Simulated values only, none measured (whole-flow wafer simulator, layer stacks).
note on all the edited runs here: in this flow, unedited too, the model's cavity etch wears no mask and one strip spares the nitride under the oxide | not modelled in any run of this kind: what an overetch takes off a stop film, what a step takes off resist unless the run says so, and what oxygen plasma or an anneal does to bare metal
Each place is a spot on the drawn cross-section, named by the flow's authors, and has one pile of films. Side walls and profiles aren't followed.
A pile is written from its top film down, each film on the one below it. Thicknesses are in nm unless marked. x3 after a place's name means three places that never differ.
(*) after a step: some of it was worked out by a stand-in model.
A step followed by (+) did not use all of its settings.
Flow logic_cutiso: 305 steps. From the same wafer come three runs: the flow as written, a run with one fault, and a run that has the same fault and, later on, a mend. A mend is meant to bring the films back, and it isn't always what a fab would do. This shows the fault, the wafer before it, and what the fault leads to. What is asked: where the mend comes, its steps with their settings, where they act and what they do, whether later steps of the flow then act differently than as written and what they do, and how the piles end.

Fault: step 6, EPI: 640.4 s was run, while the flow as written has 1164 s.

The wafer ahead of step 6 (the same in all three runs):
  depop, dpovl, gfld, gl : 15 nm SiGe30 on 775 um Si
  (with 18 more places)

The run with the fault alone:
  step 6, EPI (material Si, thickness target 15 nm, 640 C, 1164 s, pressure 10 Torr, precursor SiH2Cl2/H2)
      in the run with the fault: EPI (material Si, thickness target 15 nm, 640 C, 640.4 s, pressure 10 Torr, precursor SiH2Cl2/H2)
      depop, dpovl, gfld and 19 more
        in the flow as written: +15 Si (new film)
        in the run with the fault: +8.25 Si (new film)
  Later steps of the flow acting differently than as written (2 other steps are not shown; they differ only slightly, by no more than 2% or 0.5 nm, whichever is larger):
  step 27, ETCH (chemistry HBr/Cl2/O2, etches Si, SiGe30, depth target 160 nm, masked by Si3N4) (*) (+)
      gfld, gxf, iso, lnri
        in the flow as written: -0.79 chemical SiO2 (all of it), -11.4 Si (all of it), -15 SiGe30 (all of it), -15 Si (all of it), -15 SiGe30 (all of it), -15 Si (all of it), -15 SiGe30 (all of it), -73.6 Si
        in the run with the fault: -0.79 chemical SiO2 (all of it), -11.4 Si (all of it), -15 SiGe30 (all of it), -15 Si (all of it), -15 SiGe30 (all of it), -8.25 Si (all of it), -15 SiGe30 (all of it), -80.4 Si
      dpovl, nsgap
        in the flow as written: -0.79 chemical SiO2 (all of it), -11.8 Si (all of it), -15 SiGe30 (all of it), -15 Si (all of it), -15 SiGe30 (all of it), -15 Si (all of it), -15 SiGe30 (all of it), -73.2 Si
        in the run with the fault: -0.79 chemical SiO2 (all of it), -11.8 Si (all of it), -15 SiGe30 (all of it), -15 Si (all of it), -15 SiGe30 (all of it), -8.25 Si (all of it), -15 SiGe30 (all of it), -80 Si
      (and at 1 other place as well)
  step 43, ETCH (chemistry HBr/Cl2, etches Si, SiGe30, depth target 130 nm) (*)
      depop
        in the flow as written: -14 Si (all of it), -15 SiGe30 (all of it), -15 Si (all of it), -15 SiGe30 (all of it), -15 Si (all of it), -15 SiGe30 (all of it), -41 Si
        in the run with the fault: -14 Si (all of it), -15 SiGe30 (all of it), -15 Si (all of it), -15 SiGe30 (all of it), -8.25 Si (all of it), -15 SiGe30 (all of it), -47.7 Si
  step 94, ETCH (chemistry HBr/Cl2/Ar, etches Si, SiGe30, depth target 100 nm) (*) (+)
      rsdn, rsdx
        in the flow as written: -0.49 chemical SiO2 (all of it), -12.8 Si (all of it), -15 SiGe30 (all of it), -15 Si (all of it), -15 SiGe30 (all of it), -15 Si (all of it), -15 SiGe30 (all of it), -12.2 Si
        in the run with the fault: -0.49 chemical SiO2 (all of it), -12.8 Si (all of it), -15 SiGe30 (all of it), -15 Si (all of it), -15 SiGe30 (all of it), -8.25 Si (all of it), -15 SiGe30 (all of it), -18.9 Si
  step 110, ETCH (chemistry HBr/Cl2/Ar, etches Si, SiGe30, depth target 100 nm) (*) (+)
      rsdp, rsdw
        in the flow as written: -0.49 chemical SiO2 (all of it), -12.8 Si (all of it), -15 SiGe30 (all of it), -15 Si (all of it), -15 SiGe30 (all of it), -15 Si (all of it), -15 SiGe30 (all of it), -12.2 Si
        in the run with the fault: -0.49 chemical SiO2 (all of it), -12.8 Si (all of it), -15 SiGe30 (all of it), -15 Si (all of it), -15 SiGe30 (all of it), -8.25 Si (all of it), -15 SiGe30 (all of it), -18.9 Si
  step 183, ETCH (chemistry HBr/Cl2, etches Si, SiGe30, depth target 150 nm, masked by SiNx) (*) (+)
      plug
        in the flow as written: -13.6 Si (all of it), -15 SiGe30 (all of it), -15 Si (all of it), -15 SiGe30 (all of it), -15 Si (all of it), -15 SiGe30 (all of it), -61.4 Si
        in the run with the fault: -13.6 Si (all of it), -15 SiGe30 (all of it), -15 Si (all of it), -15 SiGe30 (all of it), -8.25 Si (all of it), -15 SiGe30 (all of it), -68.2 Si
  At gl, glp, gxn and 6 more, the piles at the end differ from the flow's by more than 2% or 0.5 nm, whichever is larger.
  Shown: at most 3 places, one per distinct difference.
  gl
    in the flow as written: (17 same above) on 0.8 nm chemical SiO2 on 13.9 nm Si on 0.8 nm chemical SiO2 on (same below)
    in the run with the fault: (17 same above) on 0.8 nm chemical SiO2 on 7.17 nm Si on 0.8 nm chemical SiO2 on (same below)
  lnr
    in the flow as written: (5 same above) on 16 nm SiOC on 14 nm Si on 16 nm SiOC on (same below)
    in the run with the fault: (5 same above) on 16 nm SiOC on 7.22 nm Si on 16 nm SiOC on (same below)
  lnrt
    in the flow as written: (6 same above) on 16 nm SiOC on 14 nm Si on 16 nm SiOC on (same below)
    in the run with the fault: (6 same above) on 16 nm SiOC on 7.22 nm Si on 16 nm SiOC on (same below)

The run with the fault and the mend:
  The mend follows step 6.
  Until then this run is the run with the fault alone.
  step 6a, EPI (material Si, thickness target 15 nm, 640 C, 524 s, pressure 10 Torr, precursor SiH2Cl2/H2) (the flow's step 6 again, with other settings)
      depop, dpovl, gfld and 19 more
        +6.75 Si
  Every later step of the flow that is run acts as written at every place that is followed.
  At every place that both follow, the piles at the end match the flow's.
